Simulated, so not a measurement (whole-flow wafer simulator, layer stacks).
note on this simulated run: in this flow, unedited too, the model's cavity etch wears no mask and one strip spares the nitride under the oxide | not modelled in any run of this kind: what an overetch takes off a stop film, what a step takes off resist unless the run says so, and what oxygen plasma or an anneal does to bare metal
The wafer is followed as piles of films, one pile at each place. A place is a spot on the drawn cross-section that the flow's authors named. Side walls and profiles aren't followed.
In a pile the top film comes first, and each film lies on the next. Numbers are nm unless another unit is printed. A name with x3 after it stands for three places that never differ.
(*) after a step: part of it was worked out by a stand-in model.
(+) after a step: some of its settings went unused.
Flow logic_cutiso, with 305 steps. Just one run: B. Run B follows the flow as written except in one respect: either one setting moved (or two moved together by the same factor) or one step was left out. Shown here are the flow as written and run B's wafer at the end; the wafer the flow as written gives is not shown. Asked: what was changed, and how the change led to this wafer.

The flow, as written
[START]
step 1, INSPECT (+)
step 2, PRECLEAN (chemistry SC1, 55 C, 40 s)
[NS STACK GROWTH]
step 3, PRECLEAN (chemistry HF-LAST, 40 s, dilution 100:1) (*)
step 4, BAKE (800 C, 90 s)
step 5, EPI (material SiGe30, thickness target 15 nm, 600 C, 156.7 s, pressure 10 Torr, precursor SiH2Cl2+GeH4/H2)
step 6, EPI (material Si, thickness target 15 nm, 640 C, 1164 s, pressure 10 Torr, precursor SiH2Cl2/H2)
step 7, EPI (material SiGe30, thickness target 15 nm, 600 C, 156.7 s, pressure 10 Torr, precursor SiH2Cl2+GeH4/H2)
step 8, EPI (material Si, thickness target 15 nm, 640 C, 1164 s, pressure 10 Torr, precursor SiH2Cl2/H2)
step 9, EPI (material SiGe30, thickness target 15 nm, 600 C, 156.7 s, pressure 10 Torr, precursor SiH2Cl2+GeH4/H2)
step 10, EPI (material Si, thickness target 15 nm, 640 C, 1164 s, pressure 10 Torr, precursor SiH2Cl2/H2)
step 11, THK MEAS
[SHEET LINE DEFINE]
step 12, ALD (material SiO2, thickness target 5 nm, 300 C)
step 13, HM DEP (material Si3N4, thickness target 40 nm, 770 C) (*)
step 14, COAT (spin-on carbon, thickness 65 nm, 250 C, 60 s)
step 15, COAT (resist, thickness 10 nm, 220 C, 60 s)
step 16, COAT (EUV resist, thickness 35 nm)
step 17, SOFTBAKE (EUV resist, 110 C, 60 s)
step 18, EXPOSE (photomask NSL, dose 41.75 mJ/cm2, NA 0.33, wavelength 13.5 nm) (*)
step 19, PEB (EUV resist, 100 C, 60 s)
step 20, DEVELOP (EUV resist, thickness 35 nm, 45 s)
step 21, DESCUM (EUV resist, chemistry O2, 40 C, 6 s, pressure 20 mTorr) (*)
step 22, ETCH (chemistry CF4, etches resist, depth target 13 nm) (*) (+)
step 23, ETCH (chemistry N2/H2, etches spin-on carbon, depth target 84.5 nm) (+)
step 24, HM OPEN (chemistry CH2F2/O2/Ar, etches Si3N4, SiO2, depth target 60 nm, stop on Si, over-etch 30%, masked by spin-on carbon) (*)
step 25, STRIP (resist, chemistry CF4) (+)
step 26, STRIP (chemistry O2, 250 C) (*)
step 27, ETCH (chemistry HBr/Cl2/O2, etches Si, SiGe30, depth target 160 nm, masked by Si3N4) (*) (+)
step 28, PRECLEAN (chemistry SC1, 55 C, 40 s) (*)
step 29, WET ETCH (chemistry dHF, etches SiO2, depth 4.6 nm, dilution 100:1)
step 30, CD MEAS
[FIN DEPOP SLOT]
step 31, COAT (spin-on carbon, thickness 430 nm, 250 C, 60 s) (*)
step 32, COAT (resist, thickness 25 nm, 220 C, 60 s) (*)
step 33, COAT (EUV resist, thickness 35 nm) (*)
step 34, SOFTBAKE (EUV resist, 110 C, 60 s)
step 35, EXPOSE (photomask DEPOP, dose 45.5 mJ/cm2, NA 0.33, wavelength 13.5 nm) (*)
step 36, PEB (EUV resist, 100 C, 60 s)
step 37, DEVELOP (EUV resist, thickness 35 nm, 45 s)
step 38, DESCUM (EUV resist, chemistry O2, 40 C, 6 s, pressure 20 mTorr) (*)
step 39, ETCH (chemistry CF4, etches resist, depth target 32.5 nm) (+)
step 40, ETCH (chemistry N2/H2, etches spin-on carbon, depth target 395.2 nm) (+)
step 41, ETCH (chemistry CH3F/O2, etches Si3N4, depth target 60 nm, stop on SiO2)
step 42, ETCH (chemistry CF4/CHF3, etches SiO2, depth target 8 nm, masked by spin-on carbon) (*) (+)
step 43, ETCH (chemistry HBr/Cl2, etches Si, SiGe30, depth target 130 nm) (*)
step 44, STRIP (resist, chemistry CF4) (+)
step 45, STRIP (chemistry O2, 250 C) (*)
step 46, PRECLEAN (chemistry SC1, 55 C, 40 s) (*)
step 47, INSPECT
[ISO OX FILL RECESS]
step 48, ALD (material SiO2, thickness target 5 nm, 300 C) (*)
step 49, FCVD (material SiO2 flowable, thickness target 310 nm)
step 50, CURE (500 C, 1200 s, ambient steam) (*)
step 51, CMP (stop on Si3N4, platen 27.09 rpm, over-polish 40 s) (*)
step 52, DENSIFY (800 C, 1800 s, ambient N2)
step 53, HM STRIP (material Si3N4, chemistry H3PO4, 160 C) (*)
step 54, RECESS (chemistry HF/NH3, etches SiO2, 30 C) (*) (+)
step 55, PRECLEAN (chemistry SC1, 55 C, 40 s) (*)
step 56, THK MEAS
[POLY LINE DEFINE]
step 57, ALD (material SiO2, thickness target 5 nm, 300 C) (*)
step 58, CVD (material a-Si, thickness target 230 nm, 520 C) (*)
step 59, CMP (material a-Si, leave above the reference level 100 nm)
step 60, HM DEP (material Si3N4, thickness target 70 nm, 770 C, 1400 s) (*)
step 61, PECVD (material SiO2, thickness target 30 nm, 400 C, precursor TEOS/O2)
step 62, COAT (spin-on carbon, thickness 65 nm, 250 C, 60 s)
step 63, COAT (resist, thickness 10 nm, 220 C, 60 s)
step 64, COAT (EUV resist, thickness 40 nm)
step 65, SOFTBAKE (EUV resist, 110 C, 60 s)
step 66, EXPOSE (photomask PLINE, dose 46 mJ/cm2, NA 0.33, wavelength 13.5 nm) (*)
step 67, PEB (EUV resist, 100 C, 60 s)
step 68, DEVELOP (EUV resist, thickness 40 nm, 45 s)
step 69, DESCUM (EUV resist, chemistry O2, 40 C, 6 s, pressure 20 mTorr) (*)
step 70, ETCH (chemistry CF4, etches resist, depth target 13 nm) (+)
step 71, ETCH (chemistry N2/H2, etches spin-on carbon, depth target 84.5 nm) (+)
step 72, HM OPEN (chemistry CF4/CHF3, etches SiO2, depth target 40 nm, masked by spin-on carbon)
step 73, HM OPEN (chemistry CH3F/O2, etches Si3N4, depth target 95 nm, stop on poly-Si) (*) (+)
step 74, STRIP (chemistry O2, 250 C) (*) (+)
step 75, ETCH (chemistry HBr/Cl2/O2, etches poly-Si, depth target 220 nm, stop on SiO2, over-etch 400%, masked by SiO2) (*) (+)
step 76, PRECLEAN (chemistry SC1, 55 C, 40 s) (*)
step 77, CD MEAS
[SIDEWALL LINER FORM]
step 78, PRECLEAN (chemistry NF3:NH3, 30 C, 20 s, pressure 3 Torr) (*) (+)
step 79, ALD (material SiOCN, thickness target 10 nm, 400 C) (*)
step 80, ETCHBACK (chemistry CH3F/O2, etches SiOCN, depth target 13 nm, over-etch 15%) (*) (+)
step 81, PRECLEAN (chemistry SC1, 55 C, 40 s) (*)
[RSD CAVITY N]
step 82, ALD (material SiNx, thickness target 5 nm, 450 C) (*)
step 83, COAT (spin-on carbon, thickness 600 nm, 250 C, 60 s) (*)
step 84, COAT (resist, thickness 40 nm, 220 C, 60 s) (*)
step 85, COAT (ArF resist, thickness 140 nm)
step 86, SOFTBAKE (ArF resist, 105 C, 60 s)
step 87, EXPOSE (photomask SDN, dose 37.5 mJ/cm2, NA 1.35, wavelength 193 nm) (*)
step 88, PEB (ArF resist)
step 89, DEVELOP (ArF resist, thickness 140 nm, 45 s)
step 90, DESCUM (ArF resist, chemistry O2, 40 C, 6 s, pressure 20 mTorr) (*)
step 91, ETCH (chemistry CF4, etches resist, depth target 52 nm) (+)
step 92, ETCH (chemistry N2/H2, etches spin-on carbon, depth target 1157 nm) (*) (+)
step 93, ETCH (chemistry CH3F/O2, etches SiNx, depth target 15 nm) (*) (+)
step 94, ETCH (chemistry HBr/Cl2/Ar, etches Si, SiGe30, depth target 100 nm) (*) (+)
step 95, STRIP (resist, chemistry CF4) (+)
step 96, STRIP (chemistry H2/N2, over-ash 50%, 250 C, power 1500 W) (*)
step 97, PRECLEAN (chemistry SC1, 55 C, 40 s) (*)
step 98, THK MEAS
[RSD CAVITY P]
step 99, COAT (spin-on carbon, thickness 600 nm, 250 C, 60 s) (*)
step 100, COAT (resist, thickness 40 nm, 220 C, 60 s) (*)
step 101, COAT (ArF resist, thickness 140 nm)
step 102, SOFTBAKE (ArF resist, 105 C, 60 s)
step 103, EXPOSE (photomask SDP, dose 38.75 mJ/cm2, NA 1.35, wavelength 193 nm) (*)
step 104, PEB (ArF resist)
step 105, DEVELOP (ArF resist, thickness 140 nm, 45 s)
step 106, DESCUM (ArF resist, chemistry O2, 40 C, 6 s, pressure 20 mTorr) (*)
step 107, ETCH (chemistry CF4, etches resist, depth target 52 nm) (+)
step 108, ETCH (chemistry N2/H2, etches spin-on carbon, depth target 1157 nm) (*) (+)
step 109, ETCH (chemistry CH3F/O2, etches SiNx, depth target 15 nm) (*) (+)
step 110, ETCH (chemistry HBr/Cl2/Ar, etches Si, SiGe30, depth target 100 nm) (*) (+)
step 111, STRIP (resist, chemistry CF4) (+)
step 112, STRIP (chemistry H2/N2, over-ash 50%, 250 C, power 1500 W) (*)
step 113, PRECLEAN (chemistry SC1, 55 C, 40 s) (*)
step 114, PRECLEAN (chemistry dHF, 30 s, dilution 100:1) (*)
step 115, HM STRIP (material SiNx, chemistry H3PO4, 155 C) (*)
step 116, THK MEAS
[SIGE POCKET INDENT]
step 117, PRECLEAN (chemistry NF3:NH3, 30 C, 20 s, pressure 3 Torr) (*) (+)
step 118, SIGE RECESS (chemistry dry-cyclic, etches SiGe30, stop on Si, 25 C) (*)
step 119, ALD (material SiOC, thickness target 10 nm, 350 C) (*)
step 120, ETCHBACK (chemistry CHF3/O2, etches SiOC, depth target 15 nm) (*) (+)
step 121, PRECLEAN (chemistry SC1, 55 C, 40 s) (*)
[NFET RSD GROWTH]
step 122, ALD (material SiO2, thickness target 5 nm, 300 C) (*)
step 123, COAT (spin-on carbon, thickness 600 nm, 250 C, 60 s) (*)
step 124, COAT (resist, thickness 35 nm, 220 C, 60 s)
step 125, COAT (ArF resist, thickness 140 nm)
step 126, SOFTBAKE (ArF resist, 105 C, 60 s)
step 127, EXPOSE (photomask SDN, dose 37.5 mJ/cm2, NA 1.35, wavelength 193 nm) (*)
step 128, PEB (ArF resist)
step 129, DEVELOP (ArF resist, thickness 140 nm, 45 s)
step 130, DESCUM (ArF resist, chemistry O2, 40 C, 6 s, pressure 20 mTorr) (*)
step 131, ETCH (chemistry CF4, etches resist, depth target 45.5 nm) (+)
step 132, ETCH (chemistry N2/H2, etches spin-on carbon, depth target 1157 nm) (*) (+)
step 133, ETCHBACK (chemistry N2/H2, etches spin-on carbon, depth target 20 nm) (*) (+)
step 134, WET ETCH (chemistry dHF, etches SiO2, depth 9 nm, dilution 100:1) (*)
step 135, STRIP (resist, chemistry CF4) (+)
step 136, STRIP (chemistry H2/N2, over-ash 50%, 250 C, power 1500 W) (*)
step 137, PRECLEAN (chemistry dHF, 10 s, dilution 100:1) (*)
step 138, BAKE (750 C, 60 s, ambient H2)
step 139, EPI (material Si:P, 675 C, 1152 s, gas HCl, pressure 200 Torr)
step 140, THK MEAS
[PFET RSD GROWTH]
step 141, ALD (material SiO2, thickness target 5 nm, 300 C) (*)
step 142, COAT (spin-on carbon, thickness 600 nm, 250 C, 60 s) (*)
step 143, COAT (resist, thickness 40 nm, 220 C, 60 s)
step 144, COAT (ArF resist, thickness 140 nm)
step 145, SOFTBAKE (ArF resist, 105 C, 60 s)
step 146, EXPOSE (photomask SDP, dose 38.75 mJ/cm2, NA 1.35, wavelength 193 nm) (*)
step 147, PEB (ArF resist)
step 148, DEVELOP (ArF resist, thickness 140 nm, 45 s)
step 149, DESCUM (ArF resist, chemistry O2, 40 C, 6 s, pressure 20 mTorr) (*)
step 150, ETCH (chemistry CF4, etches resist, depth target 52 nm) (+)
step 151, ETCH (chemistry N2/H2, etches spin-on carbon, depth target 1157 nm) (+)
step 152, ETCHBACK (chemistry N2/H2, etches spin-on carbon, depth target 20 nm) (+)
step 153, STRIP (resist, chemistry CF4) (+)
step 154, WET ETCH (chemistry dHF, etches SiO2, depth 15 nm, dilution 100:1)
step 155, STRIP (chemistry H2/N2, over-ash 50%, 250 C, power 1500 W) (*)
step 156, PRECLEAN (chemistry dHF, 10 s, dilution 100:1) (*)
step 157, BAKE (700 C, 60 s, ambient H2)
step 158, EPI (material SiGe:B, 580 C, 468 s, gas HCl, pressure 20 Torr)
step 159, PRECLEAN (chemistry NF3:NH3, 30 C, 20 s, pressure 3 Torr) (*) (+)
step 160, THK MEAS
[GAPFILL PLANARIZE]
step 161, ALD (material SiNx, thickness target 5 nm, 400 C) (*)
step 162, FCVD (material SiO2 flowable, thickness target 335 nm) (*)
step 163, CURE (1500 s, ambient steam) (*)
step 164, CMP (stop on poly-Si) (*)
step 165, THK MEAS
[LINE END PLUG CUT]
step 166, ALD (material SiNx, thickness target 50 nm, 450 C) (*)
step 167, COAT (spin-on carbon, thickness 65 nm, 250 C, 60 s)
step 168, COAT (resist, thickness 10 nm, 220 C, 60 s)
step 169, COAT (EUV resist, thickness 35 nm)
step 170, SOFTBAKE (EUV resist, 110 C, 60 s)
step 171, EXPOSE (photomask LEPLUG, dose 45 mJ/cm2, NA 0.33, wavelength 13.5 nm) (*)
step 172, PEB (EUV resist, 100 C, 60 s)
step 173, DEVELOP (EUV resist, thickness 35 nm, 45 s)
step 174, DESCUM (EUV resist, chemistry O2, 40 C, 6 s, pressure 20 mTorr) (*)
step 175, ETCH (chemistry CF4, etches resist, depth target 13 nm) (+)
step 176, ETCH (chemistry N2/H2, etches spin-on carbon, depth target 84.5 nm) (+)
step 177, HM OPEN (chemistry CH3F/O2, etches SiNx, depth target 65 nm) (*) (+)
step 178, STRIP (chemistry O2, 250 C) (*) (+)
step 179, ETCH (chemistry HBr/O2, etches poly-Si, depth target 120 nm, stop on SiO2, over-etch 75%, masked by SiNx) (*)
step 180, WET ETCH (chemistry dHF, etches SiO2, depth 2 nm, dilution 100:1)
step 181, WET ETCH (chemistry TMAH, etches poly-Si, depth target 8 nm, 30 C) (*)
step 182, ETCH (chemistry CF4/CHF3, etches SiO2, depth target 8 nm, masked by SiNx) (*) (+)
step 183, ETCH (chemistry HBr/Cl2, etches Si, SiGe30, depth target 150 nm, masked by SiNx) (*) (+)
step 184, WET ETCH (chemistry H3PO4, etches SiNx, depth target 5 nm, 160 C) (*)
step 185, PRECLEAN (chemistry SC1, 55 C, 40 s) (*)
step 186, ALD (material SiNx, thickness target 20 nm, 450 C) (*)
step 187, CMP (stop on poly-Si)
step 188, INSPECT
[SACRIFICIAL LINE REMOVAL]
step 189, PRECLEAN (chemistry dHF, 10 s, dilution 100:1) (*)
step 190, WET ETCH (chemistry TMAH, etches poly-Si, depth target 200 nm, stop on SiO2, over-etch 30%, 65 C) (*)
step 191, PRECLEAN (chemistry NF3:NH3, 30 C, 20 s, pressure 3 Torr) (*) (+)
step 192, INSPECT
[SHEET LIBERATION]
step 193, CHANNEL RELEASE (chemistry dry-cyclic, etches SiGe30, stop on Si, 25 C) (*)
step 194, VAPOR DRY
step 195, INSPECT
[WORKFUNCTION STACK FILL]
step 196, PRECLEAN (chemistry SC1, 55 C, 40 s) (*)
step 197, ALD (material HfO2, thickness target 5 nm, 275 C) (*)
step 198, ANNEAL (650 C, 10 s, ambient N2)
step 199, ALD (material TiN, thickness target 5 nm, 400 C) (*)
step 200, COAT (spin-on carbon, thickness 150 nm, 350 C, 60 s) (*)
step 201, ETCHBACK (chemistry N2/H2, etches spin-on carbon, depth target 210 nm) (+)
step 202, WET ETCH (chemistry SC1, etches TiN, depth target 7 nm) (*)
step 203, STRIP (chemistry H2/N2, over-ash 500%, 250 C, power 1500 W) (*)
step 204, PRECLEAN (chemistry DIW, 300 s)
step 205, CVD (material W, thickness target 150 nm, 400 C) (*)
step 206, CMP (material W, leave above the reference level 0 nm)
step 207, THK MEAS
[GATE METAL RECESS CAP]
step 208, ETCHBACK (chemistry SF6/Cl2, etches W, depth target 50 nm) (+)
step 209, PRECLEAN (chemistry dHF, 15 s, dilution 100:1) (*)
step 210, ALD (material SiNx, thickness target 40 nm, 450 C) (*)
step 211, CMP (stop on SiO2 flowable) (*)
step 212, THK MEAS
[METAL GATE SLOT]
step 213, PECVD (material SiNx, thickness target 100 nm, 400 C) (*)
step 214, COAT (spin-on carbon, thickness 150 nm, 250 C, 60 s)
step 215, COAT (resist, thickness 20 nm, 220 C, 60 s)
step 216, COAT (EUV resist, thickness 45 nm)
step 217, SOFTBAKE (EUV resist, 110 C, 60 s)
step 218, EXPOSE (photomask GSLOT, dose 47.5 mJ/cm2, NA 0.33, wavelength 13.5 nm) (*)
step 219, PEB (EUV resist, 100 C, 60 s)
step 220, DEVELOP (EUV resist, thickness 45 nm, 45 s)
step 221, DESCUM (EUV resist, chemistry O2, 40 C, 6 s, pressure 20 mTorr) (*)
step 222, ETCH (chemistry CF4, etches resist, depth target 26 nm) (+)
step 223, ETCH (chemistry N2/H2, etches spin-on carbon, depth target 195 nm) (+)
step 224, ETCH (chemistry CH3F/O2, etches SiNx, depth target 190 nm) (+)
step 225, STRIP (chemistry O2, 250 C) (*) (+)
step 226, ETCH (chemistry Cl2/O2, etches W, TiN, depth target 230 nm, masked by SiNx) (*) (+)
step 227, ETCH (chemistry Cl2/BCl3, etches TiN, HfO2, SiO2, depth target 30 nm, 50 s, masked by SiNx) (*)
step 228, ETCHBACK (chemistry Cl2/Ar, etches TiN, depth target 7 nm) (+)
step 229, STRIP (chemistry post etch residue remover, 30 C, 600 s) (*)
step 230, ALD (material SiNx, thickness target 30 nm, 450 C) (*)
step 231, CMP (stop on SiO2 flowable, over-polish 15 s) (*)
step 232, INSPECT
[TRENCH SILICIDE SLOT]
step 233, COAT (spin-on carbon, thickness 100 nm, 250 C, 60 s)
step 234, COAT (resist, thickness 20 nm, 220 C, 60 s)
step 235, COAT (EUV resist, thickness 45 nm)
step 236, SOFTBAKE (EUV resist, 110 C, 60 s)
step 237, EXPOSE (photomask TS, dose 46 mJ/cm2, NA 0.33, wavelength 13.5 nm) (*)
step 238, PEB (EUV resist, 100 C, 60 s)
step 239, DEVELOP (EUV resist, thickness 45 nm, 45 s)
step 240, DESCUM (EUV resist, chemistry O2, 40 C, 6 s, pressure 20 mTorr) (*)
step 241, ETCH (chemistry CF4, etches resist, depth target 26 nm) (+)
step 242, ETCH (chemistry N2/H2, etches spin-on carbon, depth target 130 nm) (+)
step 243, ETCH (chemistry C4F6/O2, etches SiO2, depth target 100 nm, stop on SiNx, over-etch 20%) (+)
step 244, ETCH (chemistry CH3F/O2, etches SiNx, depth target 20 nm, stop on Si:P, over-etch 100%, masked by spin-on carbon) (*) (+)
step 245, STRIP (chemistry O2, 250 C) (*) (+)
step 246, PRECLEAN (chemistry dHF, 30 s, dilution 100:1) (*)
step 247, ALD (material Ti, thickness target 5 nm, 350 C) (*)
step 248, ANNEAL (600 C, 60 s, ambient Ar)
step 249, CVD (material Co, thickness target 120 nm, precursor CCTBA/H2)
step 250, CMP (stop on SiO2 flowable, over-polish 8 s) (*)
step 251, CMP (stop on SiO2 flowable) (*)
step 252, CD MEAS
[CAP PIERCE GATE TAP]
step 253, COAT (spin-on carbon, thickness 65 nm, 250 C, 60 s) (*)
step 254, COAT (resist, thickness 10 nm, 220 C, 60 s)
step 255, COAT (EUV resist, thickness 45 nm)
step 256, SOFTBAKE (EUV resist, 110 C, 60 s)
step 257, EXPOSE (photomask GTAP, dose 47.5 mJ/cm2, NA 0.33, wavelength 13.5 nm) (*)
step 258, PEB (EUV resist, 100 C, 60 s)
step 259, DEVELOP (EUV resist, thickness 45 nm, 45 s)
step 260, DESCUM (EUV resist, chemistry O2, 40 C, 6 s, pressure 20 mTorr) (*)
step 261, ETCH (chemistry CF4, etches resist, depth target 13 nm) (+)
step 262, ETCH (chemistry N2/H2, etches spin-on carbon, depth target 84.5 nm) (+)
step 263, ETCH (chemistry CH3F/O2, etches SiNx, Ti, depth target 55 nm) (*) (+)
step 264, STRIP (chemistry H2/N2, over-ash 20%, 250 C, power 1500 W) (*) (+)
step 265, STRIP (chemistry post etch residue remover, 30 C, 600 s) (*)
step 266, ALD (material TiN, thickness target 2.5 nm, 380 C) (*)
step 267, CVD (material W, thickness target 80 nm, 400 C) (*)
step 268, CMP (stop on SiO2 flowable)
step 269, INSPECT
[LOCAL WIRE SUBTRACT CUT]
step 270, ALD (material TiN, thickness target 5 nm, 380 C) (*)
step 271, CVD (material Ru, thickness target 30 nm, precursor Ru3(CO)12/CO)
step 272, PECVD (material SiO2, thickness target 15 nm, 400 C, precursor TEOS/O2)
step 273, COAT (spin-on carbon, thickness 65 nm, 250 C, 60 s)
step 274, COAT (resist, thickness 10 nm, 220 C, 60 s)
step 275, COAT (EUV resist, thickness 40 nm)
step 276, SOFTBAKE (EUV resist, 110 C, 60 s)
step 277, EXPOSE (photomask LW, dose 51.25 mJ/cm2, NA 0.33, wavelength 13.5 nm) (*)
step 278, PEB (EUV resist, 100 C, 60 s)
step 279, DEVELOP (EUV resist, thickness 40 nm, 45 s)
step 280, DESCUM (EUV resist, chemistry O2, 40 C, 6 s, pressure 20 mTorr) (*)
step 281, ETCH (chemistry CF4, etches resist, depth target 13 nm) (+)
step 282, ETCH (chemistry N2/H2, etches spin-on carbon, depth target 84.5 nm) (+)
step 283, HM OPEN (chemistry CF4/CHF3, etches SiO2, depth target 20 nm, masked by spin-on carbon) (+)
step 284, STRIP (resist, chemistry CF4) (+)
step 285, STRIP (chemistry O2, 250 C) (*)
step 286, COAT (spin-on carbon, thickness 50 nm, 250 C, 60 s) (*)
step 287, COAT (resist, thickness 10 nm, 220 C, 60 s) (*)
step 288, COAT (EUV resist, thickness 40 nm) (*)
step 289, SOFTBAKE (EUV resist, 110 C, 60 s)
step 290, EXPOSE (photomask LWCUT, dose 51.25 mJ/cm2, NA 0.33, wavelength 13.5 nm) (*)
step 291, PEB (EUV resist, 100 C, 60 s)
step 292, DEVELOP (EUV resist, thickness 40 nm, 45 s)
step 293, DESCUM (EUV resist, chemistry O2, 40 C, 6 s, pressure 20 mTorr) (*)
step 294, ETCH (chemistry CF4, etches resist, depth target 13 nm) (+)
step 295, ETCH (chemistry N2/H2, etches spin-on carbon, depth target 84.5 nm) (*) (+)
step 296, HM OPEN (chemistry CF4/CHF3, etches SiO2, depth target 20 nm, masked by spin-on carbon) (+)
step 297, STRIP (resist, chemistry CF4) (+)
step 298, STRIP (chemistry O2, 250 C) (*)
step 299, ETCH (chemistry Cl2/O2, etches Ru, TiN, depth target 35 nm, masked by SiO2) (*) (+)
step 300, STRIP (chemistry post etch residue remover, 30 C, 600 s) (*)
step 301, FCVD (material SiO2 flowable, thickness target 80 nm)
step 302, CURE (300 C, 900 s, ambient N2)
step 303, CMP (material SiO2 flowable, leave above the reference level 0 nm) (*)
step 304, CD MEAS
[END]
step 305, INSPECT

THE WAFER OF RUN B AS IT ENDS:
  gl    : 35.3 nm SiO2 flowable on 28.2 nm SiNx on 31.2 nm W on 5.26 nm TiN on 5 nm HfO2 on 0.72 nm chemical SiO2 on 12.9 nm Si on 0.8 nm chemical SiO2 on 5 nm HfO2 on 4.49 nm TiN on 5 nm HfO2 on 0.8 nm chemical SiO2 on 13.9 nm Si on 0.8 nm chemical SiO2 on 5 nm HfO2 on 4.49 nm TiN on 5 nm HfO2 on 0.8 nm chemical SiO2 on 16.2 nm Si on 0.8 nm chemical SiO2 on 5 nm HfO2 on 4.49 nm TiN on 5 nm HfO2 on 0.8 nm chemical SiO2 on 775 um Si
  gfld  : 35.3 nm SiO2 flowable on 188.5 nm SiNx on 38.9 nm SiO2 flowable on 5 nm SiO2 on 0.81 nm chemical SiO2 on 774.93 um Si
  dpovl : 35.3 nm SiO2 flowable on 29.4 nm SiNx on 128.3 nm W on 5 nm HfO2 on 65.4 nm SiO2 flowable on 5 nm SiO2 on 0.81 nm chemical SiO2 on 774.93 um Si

What caused this: step 6, EPI: 1339 s was run, while the flow as written has 1164 s.

Step by step, how the change led to this:
  step 6, EPI (material Si, thickness target 15 nm, 640 C, 1164 s, pressure 10 Torr, precursor SiH2Cl2/H2)
      depop, dpovl, gfld and 19 more: Si gains 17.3 (new film) (as written it would have been: Si gains 15 (new film))
  step 27, ETCH (chemistry HBr/Cl2/O2, etches Si, SiGe30, depth target 160 nm, masked by Si3N4) (*) (+)
      gfld, gxf, iso, lnri: chemical SiO2 loses 0.79 (all of it), Si loses 11.4 (all of it), SiGe30 loses 15 (all of it), Si loses 15 (all of it), SiGe30 loses 15 (all of it), Si loses 17.3 (all of it), SiGe30 loses 15 (all of it), Si loses 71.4 (as written it would have been: chemical SiO2 loses 0.79 (all of it), Si loses 11.4 (all of it), SiGe30 loses 15 (all of it), Si loses 15 (all of it), SiGe30 loses 15 (all of it), Si loses 15 (all of it), SiGe30 loses 15 (all of it), Si loses 73.6)
      dpovl, nsgap: chemical SiO2 loses 0.79 (all of it), Si loses 11.8 (all of it), SiGe30 loses 15 (all of it), Si loses 15 (all of it), SiGe30 loses 15 (all of it), Si loses 17.3 (all of it), SiGe30 loses 15 (all of it), Si loses 71 (as written it would have been: chemical SiO2 loses 0.79 (all of it), Si loses 11.8 (all of it), SiGe30 loses 15 (all of it), Si loses 15 (all of it), SiGe30 loses 15 (all of it), Si loses 15 (all of it), SiGe30 loses 15 (all of it), Si loses 73.2)
      (also at 1 further place)
  step 43, ETCH (chemistry HBr/Cl2, etches Si, SiGe30, depth target 130 nm) (*)
      depop: Si loses 14 (all of it), SiGe30 loses 15 (all of it), Si loses 15 (all of it), SiGe30 loses 15 (all of it), Si loses 17.3 (all of it), SiGe30 loses 15 (all of it), Si loses 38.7 (as written it would have been: Si loses 14 (all of it), SiGe30 loses 15 (all of it), Si loses 15 (all of it), SiGe30 loses 15 (all of it), Si loses 15 (all of it), SiGe30 loses 15 (all of it), Si loses 41)
  step 94, ETCH (chemistry HBr/Cl2/Ar, etches Si, SiGe30, depth target 100 nm) (*) (+)
      rsdn, rsdx: chemical SiO2 loses 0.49 (all of it), Si loses 12.8 (all of it), SiGe30 loses 15 (all of it), Si loses 15 (all of it), SiGe30 loses 15 (all of it), Si loses 17.3 (all of it), SiGe30 loses 15 (all of it), Si loses 9.91 (as written it would have been: chemical SiO2 loses 0.49 (all of it), Si loses 12.8 (all of it), SiGe30 loses 15 (all of it), Si loses 15 (all of it), SiGe30 loses 15 (all of it), Si loses 15 (all of it), SiGe30 loses 15 (all of it), Si loses 12.2)
  step 110, ETCH (chemistry HBr/Cl2/Ar, etches Si, SiGe30, depth target 100 nm) (*) (+)
      rsdp, rsdw: chemical SiO2 loses 0.49 (all of it), Si loses 12.8 (all of it), SiGe30 loses 15 (all of it), Si loses 15 (all of it), SiGe30 loses 15 (all of it), Si loses 17.3 (all of it), SiGe30 loses 15 (all of it), Si loses 9.91 (as written it would have been: chemical SiO2 loses 0.49 (all of it), Si loses 12.8 (all of it), SiGe30 loses 15 (all of it), Si loses 15 (all of it), SiGe30 loses 15 (all of it), Si loses 15 (all of it), SiGe30 loses 15 (all of it), Si loses 12.2)
  step 183, ETCH (chemistry HBr/Cl2, etches Si, SiGe30, depth target 150 nm, masked by SiNx) (*) (+)
      plug: Si loses 13.6 (all of it), SiGe30 loses 15 (all of it), Si loses 15 (all of it), SiGe30 loses 15 (all of it), Si loses 17.3 (all of it), SiGe30 loses 15 (all of it), Si loses 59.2 (as written it would have been: Si loses 13.6 (all of it), SiGe30 loses 15 (all of it), Si loses 15 (all of it), SiGe30 loses 15 (all of it), Si loses 15 (all of it), SiGe30 loses 15 (all of it), Si loses 61.4)
